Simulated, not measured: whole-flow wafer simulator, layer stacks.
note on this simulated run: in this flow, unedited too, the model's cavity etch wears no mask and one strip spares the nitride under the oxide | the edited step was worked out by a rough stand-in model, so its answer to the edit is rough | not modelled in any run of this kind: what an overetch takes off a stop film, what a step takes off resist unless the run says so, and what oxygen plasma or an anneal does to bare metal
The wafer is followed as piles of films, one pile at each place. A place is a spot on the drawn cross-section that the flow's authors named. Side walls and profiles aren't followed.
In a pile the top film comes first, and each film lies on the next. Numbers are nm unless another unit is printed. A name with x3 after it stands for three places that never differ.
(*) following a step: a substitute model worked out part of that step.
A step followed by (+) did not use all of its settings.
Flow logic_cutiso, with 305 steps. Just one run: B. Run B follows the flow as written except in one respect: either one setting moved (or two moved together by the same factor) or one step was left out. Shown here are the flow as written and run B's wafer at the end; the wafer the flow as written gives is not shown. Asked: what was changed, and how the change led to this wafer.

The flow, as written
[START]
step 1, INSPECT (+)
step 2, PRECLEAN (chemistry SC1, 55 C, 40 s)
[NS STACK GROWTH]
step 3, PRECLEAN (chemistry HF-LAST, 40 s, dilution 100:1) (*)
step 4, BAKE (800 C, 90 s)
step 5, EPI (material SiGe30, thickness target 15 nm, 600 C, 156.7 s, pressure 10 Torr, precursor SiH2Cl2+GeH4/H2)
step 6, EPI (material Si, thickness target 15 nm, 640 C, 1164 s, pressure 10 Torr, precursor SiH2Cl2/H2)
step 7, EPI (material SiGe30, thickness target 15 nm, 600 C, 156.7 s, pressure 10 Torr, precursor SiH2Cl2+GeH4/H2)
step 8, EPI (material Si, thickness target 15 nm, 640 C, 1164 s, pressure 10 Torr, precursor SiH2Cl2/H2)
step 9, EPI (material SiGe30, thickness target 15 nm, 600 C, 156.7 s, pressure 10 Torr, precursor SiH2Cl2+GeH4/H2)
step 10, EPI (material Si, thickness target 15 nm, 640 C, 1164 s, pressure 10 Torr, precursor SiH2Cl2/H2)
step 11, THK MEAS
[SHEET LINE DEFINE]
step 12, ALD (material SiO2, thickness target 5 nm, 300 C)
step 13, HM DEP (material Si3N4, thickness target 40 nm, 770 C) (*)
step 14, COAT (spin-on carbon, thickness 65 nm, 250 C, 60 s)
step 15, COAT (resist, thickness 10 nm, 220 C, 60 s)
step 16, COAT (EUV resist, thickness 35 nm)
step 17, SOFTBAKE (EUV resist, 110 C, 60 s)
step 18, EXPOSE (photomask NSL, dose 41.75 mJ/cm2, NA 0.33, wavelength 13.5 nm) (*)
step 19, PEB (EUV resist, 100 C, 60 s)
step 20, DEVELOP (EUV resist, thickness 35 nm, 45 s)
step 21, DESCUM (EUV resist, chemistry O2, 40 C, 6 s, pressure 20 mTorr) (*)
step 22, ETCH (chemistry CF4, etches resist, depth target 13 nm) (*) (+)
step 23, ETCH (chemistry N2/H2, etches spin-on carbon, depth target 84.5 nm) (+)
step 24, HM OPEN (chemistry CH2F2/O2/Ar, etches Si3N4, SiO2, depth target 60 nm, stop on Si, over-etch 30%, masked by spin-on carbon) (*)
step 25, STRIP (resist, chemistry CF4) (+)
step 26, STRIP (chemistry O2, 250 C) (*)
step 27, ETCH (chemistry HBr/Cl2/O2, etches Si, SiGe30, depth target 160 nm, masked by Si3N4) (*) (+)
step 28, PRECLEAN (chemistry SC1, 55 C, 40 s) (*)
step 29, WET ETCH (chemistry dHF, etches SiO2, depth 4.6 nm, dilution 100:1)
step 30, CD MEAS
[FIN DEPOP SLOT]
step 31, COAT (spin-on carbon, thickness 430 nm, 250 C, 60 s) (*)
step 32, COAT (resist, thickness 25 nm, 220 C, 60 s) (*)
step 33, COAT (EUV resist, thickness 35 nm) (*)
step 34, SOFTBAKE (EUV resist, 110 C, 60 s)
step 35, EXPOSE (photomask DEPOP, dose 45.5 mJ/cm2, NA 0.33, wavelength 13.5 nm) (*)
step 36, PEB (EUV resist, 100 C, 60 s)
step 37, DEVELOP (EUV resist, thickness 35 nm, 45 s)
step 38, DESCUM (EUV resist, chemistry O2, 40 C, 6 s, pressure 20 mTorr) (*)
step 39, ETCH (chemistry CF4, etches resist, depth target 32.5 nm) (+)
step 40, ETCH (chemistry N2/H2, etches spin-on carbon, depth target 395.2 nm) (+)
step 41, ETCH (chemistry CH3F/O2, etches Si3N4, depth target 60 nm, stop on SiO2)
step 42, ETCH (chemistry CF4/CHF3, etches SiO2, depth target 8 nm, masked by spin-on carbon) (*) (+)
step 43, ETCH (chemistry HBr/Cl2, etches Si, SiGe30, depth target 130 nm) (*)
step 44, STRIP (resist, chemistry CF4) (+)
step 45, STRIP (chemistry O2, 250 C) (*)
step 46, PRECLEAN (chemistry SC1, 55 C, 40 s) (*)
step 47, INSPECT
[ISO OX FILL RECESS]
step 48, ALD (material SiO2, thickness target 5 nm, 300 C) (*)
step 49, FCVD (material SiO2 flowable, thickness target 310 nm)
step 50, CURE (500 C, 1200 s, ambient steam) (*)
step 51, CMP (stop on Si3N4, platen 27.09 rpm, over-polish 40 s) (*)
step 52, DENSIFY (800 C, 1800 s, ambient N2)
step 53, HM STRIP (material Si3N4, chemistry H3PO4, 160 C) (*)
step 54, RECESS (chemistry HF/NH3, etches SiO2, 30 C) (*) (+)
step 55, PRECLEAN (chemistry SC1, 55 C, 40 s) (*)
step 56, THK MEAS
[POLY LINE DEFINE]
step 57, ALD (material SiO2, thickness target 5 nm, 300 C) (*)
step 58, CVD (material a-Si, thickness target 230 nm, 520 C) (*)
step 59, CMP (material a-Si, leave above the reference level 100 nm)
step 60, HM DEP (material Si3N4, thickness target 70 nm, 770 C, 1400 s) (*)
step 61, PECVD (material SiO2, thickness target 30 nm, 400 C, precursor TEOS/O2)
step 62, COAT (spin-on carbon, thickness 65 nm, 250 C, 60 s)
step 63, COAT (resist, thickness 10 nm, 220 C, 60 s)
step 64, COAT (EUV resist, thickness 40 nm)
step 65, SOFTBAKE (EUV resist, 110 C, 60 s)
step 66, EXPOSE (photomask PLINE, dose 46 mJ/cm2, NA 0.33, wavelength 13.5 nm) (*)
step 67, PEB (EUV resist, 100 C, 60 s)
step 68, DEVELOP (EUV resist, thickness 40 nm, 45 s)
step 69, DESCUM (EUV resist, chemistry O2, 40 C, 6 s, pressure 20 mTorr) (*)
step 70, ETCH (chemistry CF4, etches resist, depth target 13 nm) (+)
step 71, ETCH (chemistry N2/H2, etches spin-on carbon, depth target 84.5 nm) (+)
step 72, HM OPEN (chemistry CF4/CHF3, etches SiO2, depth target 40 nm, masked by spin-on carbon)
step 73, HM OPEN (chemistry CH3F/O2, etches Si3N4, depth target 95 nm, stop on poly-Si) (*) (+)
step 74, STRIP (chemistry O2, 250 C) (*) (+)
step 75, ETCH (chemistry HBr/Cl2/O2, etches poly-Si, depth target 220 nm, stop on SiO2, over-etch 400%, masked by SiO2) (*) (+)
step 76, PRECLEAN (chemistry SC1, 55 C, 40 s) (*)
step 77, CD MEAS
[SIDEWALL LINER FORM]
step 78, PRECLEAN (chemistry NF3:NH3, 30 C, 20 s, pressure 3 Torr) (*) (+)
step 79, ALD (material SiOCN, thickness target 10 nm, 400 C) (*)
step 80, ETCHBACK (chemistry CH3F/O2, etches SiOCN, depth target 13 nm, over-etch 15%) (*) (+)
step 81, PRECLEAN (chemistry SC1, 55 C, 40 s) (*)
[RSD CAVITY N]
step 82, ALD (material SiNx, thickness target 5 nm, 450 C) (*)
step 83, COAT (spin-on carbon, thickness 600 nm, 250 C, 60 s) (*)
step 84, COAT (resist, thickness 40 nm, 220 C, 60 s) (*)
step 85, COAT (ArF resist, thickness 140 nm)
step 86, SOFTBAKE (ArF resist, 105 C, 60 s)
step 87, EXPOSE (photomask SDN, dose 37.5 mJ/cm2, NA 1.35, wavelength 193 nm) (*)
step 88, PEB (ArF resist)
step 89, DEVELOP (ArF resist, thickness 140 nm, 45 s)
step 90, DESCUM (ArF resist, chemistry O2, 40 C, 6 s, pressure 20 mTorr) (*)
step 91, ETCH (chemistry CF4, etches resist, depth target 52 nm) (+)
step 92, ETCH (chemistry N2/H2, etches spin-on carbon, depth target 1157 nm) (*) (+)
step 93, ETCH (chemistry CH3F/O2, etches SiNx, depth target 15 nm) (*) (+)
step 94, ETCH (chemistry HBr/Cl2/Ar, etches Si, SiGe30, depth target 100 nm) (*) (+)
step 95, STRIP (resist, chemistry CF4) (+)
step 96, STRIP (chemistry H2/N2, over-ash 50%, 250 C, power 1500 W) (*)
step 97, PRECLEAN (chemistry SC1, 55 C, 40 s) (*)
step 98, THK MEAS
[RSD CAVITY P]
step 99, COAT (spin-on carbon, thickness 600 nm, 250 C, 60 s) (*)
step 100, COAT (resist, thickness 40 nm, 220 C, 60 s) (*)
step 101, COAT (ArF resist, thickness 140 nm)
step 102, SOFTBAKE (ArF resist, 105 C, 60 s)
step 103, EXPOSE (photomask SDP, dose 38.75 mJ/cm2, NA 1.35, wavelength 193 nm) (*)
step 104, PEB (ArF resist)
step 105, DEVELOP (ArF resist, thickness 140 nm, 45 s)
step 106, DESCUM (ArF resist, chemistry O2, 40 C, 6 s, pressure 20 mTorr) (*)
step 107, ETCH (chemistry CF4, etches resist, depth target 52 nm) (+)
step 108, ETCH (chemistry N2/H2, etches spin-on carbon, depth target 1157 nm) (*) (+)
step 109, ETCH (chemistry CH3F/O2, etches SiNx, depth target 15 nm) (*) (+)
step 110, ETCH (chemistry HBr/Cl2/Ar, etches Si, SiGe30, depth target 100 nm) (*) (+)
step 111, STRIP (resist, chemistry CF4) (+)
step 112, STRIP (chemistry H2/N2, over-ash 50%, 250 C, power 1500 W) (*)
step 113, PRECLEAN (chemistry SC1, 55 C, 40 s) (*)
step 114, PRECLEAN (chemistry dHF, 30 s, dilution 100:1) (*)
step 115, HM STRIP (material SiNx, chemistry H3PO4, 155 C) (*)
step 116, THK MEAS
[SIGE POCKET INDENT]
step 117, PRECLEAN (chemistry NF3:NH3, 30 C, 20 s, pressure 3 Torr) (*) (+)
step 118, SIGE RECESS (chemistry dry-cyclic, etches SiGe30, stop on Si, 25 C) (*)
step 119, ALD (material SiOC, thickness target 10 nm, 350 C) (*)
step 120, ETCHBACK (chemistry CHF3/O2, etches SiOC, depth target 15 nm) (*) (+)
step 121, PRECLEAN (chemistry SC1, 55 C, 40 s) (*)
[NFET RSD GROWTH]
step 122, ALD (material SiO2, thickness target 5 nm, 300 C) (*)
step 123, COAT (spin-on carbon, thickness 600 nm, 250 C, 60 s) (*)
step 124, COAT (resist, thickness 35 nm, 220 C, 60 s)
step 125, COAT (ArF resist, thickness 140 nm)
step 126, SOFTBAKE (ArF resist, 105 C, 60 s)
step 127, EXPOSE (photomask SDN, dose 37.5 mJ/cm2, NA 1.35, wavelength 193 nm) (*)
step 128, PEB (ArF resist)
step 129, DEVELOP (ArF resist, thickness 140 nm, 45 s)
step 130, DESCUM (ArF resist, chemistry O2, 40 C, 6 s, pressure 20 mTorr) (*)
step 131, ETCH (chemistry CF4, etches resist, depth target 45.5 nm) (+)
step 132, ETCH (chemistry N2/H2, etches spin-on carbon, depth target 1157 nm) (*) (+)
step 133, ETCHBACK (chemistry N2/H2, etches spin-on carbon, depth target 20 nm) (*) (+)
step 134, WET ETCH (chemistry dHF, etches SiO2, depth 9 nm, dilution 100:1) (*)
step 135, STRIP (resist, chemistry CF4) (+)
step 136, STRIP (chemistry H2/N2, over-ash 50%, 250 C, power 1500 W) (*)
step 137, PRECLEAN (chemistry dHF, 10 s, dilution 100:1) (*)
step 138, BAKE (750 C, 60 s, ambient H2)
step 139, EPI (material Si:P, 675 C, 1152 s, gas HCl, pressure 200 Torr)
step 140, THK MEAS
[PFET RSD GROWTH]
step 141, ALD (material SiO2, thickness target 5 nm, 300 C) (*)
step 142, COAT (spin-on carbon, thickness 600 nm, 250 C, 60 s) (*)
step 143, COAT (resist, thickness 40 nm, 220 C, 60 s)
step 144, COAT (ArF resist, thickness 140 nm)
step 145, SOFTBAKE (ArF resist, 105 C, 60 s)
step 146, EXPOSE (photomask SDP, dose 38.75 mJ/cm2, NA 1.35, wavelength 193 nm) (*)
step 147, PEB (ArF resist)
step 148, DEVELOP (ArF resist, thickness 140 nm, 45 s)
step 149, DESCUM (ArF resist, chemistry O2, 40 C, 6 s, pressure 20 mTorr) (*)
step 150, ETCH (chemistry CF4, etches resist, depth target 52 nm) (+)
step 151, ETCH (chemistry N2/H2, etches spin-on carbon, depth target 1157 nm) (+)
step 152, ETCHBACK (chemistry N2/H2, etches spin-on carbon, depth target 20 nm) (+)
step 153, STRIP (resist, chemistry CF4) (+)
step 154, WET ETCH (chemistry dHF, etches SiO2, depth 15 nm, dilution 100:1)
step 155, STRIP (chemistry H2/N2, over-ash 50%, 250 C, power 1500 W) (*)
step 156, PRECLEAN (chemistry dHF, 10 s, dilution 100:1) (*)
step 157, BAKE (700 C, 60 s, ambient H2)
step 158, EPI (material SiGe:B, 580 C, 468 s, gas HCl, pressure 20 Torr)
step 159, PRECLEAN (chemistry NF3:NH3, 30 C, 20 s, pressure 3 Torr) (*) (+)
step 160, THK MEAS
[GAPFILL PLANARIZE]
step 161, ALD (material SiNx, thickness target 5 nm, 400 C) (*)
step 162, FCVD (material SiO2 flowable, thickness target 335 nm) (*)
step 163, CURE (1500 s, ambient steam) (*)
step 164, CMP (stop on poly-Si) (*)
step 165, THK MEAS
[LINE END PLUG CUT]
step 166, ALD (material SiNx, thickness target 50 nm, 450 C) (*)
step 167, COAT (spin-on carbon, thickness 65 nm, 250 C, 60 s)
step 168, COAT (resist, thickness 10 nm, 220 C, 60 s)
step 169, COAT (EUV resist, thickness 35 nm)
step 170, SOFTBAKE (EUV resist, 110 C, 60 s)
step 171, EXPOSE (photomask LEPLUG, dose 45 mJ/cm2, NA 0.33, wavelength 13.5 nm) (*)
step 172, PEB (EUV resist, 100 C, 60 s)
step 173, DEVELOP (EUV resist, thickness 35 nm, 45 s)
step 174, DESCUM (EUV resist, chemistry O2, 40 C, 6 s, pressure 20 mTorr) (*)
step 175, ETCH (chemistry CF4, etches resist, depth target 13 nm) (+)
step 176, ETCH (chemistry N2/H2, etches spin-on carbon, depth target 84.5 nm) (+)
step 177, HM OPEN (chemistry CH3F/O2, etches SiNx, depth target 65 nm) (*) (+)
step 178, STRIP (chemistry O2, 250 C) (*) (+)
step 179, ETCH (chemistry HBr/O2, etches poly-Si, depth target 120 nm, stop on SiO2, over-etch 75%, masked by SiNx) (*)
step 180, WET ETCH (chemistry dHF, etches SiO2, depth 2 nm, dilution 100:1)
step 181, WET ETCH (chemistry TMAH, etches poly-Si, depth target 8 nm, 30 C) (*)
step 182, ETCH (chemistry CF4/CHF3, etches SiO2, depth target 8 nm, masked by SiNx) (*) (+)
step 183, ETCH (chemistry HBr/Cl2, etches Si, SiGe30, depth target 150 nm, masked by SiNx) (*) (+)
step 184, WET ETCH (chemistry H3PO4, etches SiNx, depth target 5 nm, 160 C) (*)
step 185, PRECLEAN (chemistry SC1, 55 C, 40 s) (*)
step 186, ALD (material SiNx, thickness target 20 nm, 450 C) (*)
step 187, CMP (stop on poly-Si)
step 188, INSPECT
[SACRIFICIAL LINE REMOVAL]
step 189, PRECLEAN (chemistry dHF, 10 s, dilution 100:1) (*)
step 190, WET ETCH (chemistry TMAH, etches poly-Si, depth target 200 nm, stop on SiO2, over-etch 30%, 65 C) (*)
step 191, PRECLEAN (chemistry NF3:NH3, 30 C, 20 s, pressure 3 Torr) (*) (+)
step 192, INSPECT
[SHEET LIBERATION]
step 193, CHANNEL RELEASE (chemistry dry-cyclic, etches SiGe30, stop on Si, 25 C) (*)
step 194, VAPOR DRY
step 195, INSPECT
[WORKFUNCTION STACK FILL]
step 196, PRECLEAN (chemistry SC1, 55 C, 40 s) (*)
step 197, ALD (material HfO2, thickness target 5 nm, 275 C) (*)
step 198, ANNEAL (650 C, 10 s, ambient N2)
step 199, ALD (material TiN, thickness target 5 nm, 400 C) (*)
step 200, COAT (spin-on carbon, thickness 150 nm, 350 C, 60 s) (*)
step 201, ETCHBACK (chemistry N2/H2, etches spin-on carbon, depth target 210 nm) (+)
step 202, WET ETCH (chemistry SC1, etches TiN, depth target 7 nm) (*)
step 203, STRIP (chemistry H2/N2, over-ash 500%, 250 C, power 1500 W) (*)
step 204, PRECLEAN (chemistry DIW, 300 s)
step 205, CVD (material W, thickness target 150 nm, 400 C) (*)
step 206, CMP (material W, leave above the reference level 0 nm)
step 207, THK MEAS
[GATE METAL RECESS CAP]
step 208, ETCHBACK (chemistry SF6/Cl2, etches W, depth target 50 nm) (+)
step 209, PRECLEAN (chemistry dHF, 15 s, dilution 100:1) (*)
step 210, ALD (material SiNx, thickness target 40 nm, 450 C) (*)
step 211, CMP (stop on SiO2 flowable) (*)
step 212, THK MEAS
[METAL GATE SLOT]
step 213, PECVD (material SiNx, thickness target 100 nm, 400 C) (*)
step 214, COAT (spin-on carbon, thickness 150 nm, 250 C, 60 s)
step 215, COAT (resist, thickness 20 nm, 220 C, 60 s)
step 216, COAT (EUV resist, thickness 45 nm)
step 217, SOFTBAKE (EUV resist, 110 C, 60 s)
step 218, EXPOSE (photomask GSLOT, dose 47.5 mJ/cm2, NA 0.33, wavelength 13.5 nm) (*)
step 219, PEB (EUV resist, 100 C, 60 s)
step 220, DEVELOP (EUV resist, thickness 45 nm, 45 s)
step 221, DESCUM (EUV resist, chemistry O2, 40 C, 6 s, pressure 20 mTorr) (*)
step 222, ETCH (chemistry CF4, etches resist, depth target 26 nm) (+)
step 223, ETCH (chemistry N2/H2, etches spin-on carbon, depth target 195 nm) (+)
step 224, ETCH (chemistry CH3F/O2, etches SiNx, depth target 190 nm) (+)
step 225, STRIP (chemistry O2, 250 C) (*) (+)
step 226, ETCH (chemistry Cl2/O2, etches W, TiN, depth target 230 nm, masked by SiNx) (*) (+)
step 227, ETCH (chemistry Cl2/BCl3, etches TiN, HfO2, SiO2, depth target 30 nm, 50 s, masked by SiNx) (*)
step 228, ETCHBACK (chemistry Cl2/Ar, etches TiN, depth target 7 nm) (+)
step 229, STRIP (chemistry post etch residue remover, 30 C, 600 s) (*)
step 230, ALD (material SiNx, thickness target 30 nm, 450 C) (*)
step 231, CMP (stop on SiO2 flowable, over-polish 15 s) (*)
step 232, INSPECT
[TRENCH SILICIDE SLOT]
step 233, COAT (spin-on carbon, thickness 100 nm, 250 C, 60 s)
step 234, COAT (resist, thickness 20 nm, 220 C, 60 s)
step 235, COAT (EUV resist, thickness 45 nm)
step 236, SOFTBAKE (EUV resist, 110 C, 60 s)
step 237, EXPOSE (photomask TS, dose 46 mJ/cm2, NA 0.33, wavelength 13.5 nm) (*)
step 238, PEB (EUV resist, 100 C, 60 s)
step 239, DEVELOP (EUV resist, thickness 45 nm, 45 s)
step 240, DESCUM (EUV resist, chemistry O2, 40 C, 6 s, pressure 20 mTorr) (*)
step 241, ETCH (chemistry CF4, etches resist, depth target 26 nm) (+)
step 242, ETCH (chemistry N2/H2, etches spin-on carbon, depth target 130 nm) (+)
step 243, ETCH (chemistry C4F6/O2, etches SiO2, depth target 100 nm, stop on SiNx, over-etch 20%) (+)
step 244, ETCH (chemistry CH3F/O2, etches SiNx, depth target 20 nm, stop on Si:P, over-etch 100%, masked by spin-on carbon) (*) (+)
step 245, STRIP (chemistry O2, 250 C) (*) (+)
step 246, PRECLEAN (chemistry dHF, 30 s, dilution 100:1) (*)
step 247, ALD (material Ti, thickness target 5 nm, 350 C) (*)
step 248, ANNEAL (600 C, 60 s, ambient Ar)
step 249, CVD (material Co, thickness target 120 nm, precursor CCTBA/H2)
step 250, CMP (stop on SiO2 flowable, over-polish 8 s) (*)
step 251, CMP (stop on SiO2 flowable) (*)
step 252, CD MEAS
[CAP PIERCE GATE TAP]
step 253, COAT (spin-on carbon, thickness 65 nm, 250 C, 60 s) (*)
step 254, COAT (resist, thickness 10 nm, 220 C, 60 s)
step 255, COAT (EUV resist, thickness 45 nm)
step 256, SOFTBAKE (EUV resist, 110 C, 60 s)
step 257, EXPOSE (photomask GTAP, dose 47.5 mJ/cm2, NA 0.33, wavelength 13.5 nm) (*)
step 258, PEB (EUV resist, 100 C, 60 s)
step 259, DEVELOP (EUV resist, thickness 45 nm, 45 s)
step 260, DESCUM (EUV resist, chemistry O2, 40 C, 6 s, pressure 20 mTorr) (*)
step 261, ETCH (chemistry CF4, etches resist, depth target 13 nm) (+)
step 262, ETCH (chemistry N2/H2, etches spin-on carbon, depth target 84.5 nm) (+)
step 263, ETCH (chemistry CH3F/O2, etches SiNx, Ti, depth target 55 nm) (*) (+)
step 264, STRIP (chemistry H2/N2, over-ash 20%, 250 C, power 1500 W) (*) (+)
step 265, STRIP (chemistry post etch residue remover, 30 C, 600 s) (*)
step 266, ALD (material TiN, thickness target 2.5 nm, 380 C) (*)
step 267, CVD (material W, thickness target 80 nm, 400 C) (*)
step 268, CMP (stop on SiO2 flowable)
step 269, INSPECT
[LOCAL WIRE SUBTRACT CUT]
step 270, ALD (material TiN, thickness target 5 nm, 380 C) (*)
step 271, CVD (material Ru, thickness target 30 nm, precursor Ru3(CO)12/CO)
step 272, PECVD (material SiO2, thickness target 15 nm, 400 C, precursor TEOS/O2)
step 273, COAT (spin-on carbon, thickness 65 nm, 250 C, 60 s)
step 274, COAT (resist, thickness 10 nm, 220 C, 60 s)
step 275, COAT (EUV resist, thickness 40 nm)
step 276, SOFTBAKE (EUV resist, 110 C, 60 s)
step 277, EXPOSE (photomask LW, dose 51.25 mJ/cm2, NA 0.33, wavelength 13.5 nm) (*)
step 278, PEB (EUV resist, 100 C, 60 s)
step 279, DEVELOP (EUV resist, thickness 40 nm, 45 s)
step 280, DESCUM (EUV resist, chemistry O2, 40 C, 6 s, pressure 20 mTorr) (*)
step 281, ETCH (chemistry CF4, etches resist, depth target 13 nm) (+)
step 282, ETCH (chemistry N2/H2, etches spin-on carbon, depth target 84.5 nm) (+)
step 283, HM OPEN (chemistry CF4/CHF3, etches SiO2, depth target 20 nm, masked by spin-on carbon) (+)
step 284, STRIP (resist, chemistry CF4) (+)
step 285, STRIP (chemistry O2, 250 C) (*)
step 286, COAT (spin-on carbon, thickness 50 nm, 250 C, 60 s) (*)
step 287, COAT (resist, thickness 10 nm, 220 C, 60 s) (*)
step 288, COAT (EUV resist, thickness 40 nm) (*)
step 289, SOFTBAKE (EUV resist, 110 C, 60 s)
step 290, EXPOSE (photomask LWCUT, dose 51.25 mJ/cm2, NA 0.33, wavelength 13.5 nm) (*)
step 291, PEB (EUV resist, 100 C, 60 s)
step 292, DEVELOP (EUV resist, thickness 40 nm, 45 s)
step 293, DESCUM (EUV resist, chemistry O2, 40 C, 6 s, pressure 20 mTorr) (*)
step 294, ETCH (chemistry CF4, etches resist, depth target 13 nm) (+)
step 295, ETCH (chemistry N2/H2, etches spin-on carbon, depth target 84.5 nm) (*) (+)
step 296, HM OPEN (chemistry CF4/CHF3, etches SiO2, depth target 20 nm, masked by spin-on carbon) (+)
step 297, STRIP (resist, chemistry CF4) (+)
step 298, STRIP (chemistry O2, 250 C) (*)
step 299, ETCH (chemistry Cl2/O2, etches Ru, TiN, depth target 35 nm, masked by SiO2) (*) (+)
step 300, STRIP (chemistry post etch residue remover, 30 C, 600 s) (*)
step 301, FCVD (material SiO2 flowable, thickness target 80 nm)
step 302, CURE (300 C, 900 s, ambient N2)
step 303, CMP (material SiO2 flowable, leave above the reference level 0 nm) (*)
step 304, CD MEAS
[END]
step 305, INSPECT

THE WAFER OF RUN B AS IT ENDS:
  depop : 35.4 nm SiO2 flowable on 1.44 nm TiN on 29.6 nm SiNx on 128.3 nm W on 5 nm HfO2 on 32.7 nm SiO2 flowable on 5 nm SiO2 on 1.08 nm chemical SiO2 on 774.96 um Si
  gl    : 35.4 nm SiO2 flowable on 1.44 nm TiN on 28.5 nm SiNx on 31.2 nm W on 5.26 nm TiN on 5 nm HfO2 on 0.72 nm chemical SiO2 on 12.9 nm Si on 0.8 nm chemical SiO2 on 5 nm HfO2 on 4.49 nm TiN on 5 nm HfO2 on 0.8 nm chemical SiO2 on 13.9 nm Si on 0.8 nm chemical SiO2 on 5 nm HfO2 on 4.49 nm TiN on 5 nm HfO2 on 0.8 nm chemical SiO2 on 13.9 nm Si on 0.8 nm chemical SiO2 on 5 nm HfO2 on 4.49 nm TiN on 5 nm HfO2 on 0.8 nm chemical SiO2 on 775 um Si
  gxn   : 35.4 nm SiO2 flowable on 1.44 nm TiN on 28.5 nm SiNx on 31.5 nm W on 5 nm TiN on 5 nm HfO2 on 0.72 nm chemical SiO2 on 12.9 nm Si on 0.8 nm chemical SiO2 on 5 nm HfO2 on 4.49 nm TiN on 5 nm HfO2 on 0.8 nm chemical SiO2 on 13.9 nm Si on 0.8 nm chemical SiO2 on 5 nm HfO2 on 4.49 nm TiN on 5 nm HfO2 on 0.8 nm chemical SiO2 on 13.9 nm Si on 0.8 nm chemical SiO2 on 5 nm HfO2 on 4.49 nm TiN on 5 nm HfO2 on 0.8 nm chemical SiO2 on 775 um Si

The reason: step 270, ALD: thickness target 6.8 nm was run, while the flow as written has thickness target 5 nm.

The path from the change to this, step by step:
  step 270, ALD (material TiN, thickness target 5 nm, 380 C) (*)
      depop, dpovl, gfld and 19 more: TiN gains 6.8 (new film) (as written it would have been: TiN gains 5 (new film))
  step 299, ETCH (chemistry Cl2/O2, etches Ru, TiN, depth target 35 nm, masked by SiO2) (*) (+)
      depop, dpovl, gfld and 14 more: Ru loses 29.6 (all of it), TiN loses 5.36 (as written it would have been: Ru loses 29.6 (all of it), TiN loses 5 (all of it))
      rsdw: Ru loses 29.6 (all of it), TiN loses 5.35 (as written it would have been: Ru loses 29.6 (all of it), TiN loses 5 (all of it))
  step 301, FCVD (material SiO2 flowable, thickness target 80 nm)
      iso, rsdx: SiO2 flowable gains 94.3 (new film) (as written it would have been: SiO2 flowable gains 94.2)
Taking metal films that touch as one body, depop has 2 bodies (between them, from the top down: SiNx 29.6); the flow as written gives 1 body.
Taking metal films that touch as one body, gl has 5 bodies (between them, from the top down: SiNx 28.5; HfO2 5 / chemical SiO2 0.72 / Si 12.9 / chemical SiO2 0.8 / HfO2 5; HfO2 5 / chemical SiO2 0.8 / Si 13.9 / chemical SiO2 0.8 / HfO2 5; HfO2 5 / chemical SiO2 0.8 / Si 13.9 / chemical SiO2 0.8 / HfO2 5); the flow as written gives 4 bodies (between them, from the top down: HfO2 5 / chemical SiO2 0.72 / Si 12.9 / chemical SiO2 0.8 / HfO2 5; HfO2 5 / chemical SiO2 0.8 / Si 13.9 / chemical SiO2 0.8 / HfO2 5; HfO2 5 / chemical SiO2 0.8 / Si 13.9 / chemical SiO2 0.8 / HfO2 5).
Taking metal films that touch as one body, gxn has 5 bodies (between them, from the top down: SiNx 28.5; HfO2 5 / chemical SiO2 0.72 / Si 12.9 / chemical SiO2 0.8 / HfO2 5; HfO2 5 / chemical SiO2 0.8 / Si 13.9 / chemical SiO2 0.8 / HfO2 5; HfO2 5 / chemical SiO2 0.8 / Si 13.9 / chemical SiO2 0.8 / HfO2 5); the flow as written gives 4 bodies (between them, from the top down: HfO2 5 / chemical SiO2 0.72 / Si 12.9 / chemical SiO2 0.8 / HfO2 5; HfO2 5 / chemical SiO2 0.8 / Si 13.9 / chemical SiO2 0.8 / HfO2 5; HfO2 5 / chemical SiO2 0.8 / Si 13.9 / chemical SiO2 0.8 / HfO2 5).
